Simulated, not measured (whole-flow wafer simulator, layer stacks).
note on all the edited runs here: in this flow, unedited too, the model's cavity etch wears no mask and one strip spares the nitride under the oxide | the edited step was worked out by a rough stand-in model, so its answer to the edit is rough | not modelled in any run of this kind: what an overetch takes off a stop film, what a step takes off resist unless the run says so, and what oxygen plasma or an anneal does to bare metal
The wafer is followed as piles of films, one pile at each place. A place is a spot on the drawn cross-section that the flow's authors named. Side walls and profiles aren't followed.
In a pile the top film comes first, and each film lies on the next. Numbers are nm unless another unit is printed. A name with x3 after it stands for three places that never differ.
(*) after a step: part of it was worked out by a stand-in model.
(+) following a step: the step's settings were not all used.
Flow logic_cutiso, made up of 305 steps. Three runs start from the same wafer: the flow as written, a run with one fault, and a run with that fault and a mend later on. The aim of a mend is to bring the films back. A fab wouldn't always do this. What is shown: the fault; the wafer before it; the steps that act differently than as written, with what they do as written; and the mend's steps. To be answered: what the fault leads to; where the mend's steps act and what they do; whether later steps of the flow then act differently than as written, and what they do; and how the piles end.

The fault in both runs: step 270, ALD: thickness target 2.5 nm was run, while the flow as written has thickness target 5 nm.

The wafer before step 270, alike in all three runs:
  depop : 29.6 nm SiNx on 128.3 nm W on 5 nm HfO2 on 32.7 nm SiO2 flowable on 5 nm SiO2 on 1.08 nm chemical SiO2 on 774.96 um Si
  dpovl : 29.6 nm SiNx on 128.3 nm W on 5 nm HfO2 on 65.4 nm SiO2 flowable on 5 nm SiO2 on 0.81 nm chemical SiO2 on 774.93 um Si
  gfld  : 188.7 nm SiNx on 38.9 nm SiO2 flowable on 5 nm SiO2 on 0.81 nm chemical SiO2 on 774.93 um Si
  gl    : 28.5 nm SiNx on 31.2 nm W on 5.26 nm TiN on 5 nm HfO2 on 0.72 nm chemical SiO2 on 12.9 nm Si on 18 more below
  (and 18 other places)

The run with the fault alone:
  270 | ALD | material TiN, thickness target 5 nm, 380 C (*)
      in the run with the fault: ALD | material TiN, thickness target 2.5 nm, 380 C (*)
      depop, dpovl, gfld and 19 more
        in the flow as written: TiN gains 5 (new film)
        in the run with the fault: TiN gains 2.5 (new film)
  Steps further on in the flow that do not act as written (1 other step is not shown; it differs only slightly, by no more than 2% or 0.5 nm, whichever is larger):
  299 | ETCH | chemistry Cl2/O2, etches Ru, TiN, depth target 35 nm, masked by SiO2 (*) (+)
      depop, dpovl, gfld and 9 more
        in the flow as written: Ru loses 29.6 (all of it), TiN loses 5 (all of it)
        in the run with the fault: Ru loses 29.6 (all of it), TiN loses 2.5 (all of it), SiNx loses 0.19
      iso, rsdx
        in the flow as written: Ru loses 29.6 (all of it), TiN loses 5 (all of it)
        in the run with the fault: Ru loses 29.6 (all of it), TiN loses 2.5 (all of it), SiO2 flowable loses 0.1
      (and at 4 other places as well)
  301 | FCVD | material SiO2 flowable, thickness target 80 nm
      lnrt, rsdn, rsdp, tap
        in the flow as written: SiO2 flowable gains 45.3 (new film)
        in the run with the fault: SiO2 flowable gains 47 (new film)
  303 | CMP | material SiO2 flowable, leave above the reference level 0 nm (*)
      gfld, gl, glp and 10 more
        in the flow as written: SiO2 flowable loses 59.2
        in the run with the fault: SiO2 flowable loses 60.9
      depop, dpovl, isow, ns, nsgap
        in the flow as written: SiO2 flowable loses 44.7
        in the run with the fault: SiO2 flowable loses 47.1
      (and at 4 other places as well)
  At depop, dpovl, gfld and 18 more, the piles at the end differ from the flow's by more than 2% or 0.5 nm, whichever is larger.
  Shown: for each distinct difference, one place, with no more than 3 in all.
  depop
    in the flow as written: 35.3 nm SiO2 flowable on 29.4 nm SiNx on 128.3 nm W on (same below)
    in the run with the fault: 32.9 nm SiO2 flowable on 29.2 nm SiNx on 128.3 nm W on (same below)
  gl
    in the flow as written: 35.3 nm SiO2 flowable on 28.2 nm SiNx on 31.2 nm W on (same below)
    in the run with the fault: 32.9 nm SiO2 flowable on 28.1 nm SiNx on 31.2 nm W on (same below)
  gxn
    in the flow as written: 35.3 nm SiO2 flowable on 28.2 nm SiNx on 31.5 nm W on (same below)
    in the run with the fault: 32.9 nm SiO2 flowable on 28.1 nm SiNx on 31.5 nm W on (same below)

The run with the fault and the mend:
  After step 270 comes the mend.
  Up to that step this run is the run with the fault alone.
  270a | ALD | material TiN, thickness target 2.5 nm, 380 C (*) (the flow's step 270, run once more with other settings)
      depop, dpovl, gfld and 19 more
        TiN gains 2.5
  None of the later steps of the flow acts differently than as written at any place that is followed.
  By the end, the piles equal the flow's at every place that both follow.
